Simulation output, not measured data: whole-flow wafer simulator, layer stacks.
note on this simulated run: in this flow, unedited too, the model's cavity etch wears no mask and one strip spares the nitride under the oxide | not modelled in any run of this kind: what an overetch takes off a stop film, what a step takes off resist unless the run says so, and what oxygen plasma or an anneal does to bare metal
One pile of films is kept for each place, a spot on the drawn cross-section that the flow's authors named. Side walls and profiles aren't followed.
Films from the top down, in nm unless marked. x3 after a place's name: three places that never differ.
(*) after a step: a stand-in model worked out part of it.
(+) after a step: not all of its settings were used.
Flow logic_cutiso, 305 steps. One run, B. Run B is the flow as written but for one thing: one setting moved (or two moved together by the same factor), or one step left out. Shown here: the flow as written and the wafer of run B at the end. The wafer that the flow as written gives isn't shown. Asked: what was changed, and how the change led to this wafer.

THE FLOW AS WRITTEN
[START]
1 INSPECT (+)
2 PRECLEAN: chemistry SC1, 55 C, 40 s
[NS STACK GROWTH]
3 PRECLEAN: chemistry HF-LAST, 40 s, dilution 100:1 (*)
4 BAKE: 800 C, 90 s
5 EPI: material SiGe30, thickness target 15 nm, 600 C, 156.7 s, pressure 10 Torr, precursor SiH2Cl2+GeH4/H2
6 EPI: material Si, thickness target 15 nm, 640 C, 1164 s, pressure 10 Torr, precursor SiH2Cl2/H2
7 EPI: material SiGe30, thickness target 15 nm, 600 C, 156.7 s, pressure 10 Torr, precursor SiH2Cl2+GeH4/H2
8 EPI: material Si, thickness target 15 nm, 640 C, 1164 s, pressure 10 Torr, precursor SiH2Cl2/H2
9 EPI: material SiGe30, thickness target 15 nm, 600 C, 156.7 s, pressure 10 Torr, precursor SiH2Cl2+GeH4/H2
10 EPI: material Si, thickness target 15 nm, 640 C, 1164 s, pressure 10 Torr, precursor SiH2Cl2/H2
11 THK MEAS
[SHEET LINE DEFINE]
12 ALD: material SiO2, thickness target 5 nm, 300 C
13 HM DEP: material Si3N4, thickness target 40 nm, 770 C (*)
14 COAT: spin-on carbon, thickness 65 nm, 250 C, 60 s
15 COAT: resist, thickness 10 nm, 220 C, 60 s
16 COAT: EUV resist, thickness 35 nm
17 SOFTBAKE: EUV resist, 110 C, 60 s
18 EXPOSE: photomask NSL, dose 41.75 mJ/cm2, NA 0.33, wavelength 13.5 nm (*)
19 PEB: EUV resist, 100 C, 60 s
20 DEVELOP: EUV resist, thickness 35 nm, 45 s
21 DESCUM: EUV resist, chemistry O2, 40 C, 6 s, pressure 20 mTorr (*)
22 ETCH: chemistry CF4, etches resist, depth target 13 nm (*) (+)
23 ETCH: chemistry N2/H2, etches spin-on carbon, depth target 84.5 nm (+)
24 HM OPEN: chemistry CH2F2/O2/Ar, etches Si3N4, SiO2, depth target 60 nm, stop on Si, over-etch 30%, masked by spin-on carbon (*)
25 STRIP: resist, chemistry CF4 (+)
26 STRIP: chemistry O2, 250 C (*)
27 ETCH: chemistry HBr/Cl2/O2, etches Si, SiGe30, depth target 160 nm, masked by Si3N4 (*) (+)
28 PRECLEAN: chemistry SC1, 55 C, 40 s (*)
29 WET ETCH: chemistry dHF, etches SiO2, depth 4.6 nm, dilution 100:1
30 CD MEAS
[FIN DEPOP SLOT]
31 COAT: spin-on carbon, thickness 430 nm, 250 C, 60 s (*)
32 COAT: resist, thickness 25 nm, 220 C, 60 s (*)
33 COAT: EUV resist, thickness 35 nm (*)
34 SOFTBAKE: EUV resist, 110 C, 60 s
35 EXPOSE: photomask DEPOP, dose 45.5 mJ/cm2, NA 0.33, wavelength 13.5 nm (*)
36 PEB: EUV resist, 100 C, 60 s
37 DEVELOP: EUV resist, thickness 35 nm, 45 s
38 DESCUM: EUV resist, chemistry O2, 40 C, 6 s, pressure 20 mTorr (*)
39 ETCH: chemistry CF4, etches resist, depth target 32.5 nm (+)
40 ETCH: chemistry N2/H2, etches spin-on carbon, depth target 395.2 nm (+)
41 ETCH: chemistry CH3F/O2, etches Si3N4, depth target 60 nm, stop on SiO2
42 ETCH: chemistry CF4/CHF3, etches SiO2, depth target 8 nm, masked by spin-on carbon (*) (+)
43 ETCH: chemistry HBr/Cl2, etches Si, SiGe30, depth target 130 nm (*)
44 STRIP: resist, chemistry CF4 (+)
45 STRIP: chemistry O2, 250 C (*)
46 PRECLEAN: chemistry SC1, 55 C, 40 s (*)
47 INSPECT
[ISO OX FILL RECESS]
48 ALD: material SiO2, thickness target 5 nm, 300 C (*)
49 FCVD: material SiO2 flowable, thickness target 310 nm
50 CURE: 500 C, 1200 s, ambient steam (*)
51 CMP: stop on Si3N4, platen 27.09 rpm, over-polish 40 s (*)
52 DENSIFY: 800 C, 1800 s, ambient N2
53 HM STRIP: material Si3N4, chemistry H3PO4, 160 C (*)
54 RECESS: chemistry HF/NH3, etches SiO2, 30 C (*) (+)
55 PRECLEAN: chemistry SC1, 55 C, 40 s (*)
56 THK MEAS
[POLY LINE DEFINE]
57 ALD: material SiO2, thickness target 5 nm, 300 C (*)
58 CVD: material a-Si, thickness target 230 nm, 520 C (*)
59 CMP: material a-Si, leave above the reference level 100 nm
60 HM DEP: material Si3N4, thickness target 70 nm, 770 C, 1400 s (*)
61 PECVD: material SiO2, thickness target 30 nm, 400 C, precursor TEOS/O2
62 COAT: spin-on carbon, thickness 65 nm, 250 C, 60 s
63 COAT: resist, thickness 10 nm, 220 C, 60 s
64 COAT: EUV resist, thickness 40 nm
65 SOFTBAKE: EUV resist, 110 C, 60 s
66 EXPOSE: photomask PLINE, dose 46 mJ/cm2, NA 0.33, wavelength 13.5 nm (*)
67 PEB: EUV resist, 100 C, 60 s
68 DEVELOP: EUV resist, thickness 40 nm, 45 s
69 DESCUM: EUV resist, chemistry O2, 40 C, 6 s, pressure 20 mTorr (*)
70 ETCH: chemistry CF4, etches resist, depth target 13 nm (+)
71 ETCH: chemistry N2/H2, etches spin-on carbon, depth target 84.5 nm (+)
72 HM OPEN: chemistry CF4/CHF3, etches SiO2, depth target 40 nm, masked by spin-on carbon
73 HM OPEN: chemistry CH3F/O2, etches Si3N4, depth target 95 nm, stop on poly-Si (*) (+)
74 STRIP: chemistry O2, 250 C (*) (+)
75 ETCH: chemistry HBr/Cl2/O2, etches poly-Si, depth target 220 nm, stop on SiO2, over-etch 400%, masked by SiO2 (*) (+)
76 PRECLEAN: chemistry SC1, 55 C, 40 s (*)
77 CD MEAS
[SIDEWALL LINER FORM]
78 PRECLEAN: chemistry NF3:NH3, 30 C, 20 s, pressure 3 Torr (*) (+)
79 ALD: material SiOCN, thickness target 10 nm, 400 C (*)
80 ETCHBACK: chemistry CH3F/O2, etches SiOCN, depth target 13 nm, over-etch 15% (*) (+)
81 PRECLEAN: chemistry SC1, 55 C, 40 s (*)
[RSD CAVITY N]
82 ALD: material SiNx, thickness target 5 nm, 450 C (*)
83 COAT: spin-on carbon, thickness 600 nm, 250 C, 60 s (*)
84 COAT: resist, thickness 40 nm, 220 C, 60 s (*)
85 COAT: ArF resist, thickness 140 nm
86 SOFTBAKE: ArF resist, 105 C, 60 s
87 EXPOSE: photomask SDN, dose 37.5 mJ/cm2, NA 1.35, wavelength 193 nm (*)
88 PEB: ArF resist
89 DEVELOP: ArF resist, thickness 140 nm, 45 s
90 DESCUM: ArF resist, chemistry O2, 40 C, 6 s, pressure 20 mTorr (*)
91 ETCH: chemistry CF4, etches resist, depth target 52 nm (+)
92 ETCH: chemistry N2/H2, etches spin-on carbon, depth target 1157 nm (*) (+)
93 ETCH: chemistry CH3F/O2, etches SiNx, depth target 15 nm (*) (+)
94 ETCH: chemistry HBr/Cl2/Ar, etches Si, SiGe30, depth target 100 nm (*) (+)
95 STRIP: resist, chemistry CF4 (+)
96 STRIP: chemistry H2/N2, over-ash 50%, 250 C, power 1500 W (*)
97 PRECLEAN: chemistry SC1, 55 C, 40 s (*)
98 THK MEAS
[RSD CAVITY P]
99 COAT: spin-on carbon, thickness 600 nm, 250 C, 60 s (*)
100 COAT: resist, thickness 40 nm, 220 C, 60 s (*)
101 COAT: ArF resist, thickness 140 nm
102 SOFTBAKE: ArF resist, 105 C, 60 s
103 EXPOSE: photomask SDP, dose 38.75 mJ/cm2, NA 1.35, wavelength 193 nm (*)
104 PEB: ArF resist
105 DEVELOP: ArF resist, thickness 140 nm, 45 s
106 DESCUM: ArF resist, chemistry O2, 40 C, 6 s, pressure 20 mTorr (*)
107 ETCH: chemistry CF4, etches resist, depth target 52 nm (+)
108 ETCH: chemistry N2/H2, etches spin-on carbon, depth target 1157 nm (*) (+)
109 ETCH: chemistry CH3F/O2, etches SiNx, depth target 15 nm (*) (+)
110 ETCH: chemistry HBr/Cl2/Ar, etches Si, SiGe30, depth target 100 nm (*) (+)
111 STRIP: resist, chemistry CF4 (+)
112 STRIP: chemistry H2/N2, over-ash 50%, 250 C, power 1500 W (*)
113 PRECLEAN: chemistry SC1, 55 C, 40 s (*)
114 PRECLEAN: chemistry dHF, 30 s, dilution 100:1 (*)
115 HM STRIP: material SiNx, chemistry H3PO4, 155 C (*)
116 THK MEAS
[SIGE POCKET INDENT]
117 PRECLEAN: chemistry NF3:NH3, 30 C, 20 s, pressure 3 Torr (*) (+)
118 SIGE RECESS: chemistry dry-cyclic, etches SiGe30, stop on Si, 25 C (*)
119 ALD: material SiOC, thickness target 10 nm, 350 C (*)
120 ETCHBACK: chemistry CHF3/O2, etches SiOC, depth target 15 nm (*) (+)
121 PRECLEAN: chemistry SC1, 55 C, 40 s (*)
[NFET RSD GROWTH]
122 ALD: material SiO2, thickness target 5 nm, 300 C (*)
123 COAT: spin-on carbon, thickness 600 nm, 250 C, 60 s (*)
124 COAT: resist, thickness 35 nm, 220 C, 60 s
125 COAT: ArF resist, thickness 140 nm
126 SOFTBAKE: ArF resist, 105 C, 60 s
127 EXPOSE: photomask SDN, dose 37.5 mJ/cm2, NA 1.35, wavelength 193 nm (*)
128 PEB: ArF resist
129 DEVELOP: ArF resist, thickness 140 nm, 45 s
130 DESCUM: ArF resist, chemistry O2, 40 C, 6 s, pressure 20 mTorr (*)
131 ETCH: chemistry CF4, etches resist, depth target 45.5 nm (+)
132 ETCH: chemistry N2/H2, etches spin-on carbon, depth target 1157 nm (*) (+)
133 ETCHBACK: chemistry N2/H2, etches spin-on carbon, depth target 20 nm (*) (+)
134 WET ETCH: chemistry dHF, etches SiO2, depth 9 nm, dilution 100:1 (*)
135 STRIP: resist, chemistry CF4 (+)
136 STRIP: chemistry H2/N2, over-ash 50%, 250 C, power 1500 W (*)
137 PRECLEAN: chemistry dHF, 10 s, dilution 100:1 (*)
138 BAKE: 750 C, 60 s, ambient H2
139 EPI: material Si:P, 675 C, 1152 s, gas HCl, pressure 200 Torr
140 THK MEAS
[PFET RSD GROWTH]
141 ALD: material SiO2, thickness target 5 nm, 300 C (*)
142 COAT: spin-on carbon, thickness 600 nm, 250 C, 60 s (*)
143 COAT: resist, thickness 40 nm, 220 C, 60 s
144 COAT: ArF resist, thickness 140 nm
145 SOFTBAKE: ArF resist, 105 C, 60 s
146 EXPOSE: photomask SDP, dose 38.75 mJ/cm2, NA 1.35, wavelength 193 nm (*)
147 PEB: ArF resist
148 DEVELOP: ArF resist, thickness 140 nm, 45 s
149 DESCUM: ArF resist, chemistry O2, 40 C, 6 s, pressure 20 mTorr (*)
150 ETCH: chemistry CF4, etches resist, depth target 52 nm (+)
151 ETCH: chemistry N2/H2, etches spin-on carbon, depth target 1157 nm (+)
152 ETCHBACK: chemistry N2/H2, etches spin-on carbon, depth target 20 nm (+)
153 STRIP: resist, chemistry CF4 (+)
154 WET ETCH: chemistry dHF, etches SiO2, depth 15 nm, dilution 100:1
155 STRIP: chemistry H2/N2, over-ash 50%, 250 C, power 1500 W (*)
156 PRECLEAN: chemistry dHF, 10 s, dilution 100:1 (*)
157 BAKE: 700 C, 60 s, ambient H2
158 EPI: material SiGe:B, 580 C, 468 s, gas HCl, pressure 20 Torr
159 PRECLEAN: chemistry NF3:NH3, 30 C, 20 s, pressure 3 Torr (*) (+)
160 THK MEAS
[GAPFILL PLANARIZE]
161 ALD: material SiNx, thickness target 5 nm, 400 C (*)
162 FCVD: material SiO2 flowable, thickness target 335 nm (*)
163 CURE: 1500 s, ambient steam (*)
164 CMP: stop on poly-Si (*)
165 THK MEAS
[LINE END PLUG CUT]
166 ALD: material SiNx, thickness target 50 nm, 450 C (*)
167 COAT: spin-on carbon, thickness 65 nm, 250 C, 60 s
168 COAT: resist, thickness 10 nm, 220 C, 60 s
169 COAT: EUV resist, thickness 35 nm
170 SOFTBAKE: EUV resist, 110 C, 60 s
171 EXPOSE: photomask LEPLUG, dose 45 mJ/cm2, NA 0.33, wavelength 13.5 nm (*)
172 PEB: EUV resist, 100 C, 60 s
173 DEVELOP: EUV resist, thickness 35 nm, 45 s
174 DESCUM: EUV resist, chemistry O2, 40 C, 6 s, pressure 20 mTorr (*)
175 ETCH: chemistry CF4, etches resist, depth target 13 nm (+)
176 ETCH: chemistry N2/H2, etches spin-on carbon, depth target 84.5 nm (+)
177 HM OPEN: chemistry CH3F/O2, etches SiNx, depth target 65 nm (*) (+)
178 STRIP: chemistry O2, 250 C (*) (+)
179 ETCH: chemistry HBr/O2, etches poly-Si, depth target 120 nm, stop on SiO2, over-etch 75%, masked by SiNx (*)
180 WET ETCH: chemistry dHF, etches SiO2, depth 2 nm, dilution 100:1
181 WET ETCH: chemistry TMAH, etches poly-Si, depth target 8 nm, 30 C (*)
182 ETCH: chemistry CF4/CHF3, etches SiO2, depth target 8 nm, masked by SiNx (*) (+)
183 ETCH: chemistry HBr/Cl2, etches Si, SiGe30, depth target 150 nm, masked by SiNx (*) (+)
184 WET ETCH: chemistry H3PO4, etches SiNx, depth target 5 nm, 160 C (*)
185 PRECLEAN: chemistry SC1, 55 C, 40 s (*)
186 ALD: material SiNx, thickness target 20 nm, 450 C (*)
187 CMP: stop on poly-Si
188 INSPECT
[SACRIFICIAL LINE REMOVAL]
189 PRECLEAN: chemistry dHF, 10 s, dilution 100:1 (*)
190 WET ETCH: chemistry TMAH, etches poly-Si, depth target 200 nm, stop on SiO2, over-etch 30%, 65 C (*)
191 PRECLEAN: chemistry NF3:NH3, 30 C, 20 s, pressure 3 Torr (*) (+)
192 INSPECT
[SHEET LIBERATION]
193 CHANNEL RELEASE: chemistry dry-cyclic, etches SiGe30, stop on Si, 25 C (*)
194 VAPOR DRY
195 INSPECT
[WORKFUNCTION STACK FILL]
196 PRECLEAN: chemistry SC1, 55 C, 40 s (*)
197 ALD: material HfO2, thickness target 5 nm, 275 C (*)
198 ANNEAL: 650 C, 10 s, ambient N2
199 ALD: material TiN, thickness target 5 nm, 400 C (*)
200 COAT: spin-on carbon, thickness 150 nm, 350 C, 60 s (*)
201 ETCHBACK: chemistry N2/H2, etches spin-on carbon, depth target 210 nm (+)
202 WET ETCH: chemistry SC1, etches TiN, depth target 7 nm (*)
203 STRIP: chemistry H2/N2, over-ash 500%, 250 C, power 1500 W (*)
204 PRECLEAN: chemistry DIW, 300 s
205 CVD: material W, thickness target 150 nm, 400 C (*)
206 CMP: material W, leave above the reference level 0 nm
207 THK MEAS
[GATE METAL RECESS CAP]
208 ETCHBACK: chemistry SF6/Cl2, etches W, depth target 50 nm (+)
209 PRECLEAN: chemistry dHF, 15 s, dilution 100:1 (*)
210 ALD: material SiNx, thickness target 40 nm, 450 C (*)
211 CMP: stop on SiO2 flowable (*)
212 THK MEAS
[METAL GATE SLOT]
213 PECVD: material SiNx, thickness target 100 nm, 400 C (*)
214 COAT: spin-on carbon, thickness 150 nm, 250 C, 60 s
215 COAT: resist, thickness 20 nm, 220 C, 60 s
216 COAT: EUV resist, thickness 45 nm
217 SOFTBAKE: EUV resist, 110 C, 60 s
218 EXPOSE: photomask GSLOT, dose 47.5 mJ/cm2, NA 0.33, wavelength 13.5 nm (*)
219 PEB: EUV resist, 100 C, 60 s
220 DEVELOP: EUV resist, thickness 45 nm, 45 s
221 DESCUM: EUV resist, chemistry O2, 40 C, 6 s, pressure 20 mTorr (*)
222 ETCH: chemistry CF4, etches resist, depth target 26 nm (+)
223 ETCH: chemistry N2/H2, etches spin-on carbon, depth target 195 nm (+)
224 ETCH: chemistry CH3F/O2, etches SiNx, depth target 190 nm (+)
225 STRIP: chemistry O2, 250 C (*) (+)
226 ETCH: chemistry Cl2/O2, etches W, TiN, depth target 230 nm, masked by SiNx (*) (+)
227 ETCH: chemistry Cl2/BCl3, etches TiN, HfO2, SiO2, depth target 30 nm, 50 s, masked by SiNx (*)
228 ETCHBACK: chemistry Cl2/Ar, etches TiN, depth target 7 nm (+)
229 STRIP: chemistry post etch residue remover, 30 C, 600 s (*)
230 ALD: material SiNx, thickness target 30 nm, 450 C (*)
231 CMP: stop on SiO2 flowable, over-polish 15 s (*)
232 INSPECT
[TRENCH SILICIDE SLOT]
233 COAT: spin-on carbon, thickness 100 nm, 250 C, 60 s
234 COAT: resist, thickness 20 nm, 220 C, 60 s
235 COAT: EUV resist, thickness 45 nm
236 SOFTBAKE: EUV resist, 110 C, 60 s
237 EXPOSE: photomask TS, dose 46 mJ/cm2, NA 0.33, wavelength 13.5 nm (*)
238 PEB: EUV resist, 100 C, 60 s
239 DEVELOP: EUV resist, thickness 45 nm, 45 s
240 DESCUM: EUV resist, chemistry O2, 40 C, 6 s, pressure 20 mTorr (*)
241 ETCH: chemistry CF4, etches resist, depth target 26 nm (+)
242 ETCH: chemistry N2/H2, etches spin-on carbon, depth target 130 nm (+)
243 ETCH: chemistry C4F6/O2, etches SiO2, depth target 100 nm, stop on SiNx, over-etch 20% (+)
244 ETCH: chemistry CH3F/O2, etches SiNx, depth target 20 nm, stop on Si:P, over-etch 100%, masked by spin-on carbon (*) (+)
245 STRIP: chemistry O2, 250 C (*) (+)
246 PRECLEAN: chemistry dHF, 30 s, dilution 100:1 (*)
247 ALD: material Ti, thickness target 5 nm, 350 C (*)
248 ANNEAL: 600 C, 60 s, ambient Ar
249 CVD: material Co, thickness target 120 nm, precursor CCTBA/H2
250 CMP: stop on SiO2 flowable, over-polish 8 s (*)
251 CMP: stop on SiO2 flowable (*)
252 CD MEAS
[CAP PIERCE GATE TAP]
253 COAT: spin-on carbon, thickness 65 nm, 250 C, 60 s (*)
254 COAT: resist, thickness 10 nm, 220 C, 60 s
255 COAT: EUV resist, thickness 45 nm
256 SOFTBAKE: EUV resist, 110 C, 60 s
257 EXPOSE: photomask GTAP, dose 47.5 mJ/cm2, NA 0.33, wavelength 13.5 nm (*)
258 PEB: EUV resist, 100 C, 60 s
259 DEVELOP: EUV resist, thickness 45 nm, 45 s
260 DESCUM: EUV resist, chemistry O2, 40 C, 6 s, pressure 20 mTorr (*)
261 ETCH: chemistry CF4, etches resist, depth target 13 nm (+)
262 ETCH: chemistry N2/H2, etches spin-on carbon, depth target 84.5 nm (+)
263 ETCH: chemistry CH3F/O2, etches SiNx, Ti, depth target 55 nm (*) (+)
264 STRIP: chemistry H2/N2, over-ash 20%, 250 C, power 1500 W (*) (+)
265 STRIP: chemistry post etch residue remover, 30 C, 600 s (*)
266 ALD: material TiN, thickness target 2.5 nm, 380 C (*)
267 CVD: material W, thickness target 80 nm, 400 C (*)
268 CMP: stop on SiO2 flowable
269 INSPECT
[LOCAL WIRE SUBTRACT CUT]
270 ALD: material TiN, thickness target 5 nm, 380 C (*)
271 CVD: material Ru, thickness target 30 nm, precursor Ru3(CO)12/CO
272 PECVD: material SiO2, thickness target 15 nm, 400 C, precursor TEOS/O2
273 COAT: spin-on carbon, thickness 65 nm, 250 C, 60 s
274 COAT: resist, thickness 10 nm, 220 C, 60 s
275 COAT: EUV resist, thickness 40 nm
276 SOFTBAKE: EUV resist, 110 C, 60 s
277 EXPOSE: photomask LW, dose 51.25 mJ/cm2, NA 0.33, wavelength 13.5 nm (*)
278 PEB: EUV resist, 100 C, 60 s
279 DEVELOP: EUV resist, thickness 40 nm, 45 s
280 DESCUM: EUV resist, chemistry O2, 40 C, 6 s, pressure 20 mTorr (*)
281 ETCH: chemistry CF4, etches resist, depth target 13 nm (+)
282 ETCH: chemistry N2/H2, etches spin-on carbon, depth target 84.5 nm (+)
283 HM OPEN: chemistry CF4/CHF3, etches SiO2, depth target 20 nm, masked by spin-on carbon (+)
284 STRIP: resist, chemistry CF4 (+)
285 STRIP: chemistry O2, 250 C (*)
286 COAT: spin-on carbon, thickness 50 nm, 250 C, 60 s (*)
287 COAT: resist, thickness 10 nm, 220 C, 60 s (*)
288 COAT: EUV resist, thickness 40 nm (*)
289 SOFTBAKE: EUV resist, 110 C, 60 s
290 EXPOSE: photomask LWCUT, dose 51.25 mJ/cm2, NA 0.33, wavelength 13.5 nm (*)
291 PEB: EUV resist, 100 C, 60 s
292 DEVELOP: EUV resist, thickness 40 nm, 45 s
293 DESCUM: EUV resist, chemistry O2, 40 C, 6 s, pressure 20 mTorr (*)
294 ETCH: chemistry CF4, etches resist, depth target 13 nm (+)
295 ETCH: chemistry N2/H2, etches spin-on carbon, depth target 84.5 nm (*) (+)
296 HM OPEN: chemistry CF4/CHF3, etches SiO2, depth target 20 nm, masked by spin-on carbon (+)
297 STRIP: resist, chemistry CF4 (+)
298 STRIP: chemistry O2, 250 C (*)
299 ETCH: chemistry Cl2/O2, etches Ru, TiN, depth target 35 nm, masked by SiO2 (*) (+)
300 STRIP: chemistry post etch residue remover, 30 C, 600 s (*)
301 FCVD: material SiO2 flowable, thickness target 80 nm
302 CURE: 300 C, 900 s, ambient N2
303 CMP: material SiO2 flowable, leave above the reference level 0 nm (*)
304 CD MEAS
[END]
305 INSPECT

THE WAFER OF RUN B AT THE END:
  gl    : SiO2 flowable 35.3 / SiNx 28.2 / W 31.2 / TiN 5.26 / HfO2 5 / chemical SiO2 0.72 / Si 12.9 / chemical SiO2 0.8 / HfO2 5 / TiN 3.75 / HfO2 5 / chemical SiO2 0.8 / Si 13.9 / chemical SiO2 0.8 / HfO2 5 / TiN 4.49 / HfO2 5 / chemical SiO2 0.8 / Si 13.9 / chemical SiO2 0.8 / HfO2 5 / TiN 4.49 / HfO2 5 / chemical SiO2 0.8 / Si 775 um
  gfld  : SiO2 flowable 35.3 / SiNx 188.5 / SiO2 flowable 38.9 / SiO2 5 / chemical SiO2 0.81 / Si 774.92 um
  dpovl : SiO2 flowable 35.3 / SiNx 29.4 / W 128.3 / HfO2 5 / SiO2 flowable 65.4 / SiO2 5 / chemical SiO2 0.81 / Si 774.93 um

The cause: step 9, EPI: 148.9 s was run, where the flow has 156.7 s.

How the change led to this, step by step:
  9 EPI: material SiGe30, thickness target 15 nm, 600 C, 156.7 s, pressure 10 Torr, precursor SiH2Cl2+GeH4/H2
      depop, dpovl, gfld and 19 more: SiGe30 +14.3 (new film) (as written it would be: SiGe30 +15 (new film))
  27 ETCH: chemistry HBr/Cl2/O2, etches Si, SiGe30, depth target 160 nm, masked by Si3N4 (*) (+)
      gfld, gxf, iso, lnri: chemical SiO2 -0.79 (all of it), Si -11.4 (all of it), SiGe30 -14.3 (all of it), Si -15 (all of it), SiGe30 -15 (all of it), Si -15 (all of it), SiGe30 -15 (all of it), Si -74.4 (as written it would be: chemical SiO2 -0.79 (all of it), Si -11.4 (all of it), SiGe30 -15 (all of it), Si -15 (all of it), SiGe30 -15 (all of it), Si -15 (all of it), SiGe30 -15 (all of it), Si -73.6)
      dpovl, nsgap: chemical SiO2 -0.79 (all of it), Si -11.8 (all of it), SiGe30 -14.3 (all of it), Si -15 (all of it), SiGe30 -15 (all of it), Si -15 (all of it), SiGe30 -15 (all of it), Si -74 (as written it would be: chemical SiO2 -0.79 (all of it), Si -11.8 (all of it), SiGe30 -15 (all of it), Si -15 (all of it), SiGe30 -15 (all of it), Si -15 (all of it), SiGe30 -15 (all of it), Si -73.2)
      (and at 1 more place)
  43 ETCH: chemistry HBr/Cl2, etches Si, SiGe30, depth target 130 nm (*)
      depop: Si -14 (all of it), SiGe30 -14.3 (all of it), Si -15 (all of it), SiGe30 -15 (all of it), Si -15 (all of it), SiGe30 -15 (all of it), Si -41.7 (as written it would be: Si -14 (all of it), SiGe30 -15 (all of it), Si -15 (all of it), SiGe30 -15 (all of it), Si -15 (all of it), SiGe30 -15 (all of it), Si -41)
  94 ETCH: chemistry HBr/Cl2/Ar, etches Si, SiGe30, depth target 100 nm (*) (+)
      rsdn, rsdx: chemical SiO2 -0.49 (all of it), Si -12.8 (all of it), SiGe30 -14.3 (all of it), Si -15 (all of it), SiGe30 -15 (all of it), Si -15 (all of it), SiGe30 -15 (all of it), Si -12.9 (as written it would be: chemical SiO2 -0.49 (all of it), Si -12.8 (all of it), SiGe30 -15 (all of it), Si -15 (all of it), SiGe30 -15 (all of it), Si -15 (all of it), SiGe30 -15 (all of it), Si -12.2)
  110 ETCH: chemistry HBr/Cl2/Ar, etches Si, SiGe30, depth target 100 nm (*) (+)
      rsdp, rsdw: chemical SiO2 -0.49 (all of it), Si -12.8 (all of it), SiGe30 -14.3 (all of it), Si -15 (all of it), SiGe30 -15 (all of it), Si -15 (all of it), SiGe30 -15 (all of it), Si -12.9 (as written it would be: chemical SiO2 -0.49 (all of it), Si -12.8 (all of it), SiGe30 -15 (all of it), Si -15 (all of it), SiGe30 -15 (all of it), Si -15 (all of it), SiGe30 -15 (all of it), Si -12.2)
  118 SIGE RECESS: chemistry dry-cyclic, etches SiGe30, stop on Si, 25 C (*)
      lnr, lnrp, lnrt: SiOCN -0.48, Si -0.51, cavity +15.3 (new film), SiGe30 -14.3 (all of it), Si -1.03, cavity +16 (new film), SiGe30 -15 (all of it), Si -1.03, cavity +16 (new film), SiGe30 -15 (all of it), Si -0.51 (as written it would be: SiOCN -0.48, Si -0.51, cavity +16 (new film), SiGe30 -15 (all of it), Si -1.03, cavity +16 (new film), SiGe30 -15 (all of it), Si -1.03, cavity +16 (new film), SiGe30 -15 (all of it), Si -0.51)
  119 ALD: material SiOC, thickness target 10 nm, 350 C (*)
      lnr, lnrp, lnrt: SiOC +10 (new film), SiOC +15.3 (new film), cavity -15.3 (all of it), SiOC +16 (new film), cavity -16 (all of it), SiOC +16 (new film), cavity -16 (all of it) (as written it would be: SiOC +10 (new film), SiOC +16 (new film), cavity -16 (all of it), SiOC +16 (new film), cavity -16 (all of it), SiOC +16 (new film), cavity -16 (all of it))
  183 ETCH: chemistry HBr/Cl2, etches Si, SiGe30, depth target 150 nm, masked by SiNx (*) (+)
      plug: Si -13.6 (all of it), SiGe30 -14.3 (all of it), Si -15 (all of it), SiGe30 -15 (all of it), Si -15 (all of it), SiGe30 -15 (all of it), Si -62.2 (as written it would be: Si -13.6 (all of it), SiGe30 -15 (all of it), Si -15 (all of it), SiGe30 -15 (all of it), Si -15 (all of it), SiGe30 -15 (all of it), Si -61.4)
  193 CHANNEL RELEASE: chemistry dry-cyclic, etches SiGe30, stop on Si, 25 C (*)
      gl, glp, gxn, gxp, ns, tap: chemical SiO2 +0.8 (new film), Si -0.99, chemical SiO2 +0.8 (new film), cavity +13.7 (new film), chemical SiO2 +0.8 (new film), SiGe30 -14.3 (all of it), Si -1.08, chemical SiO2 +0.8 (new film), cavity +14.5 (new film), chemical SiO2 +0.8 (new film), SiGe30 -15 (all of it), Si -1.08, chemical SiO2 +0.8 (new film), cavity +14.5 (new film), chemical SiO2 +0.8 (new film), SiGe30 -15 (all of it), Si -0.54 (as written it would be: chemical SiO2 +0.8 (new film), Si -0.99, chemical SiO2 +0.8 (new film), cavity +14.5 (new film), chemical SiO2 +0.8 (new film), SiGe30 -15 (all of it), Si -1.08, chemical SiO2 +0.8 (new film), cavity +14.5 (new film), chemical SiO2 +0.8 (new film), SiGe30 -15 (all of it), Si -1.08, chemical SiO2 +0.8 (new film), cavity +14.5 (new film), chemical SiO2 +0.8 (new film), SiGe30 -15 (all of it), Si -0.54)
  199 ALD: material TiN, thickness target 5 nm, 400 C (*)
      gl, glp, tap: TiN +5.26 (new film), TiN +3.75 (new film), cavity -3.75 (all of it), TiN +4.49 (new film), cavity -4.49 (all of it), TiN +4.49 (new film), cavity -4.49 (all of it) (as written it would be: TiN +5.26 (new film), TiN +4.49 (new film), cavity -4.49 (all of it), TiN +4.49 (new film), cavity -4.49 (all of it), TiN +4.49 (new film), cavity -4.49 (all of it))
      gxn, gxp, ns: TiN +5 (new film), TiN +3.75 (new film), cavity -3.75 (all of it), TiN +4.49 (new film), cavity -4.49 (all of it), TiN +4.49 (new film), cavity -4.49 (all of it) (as written it would be: TiN +5 (new film), TiN +4.49 (new film), cavity -4.49 (all of it), TiN +4.49 (new film), cavity -4.49 (all of it), TiN +4.49 (new film), cavity -4.49 (all of it))
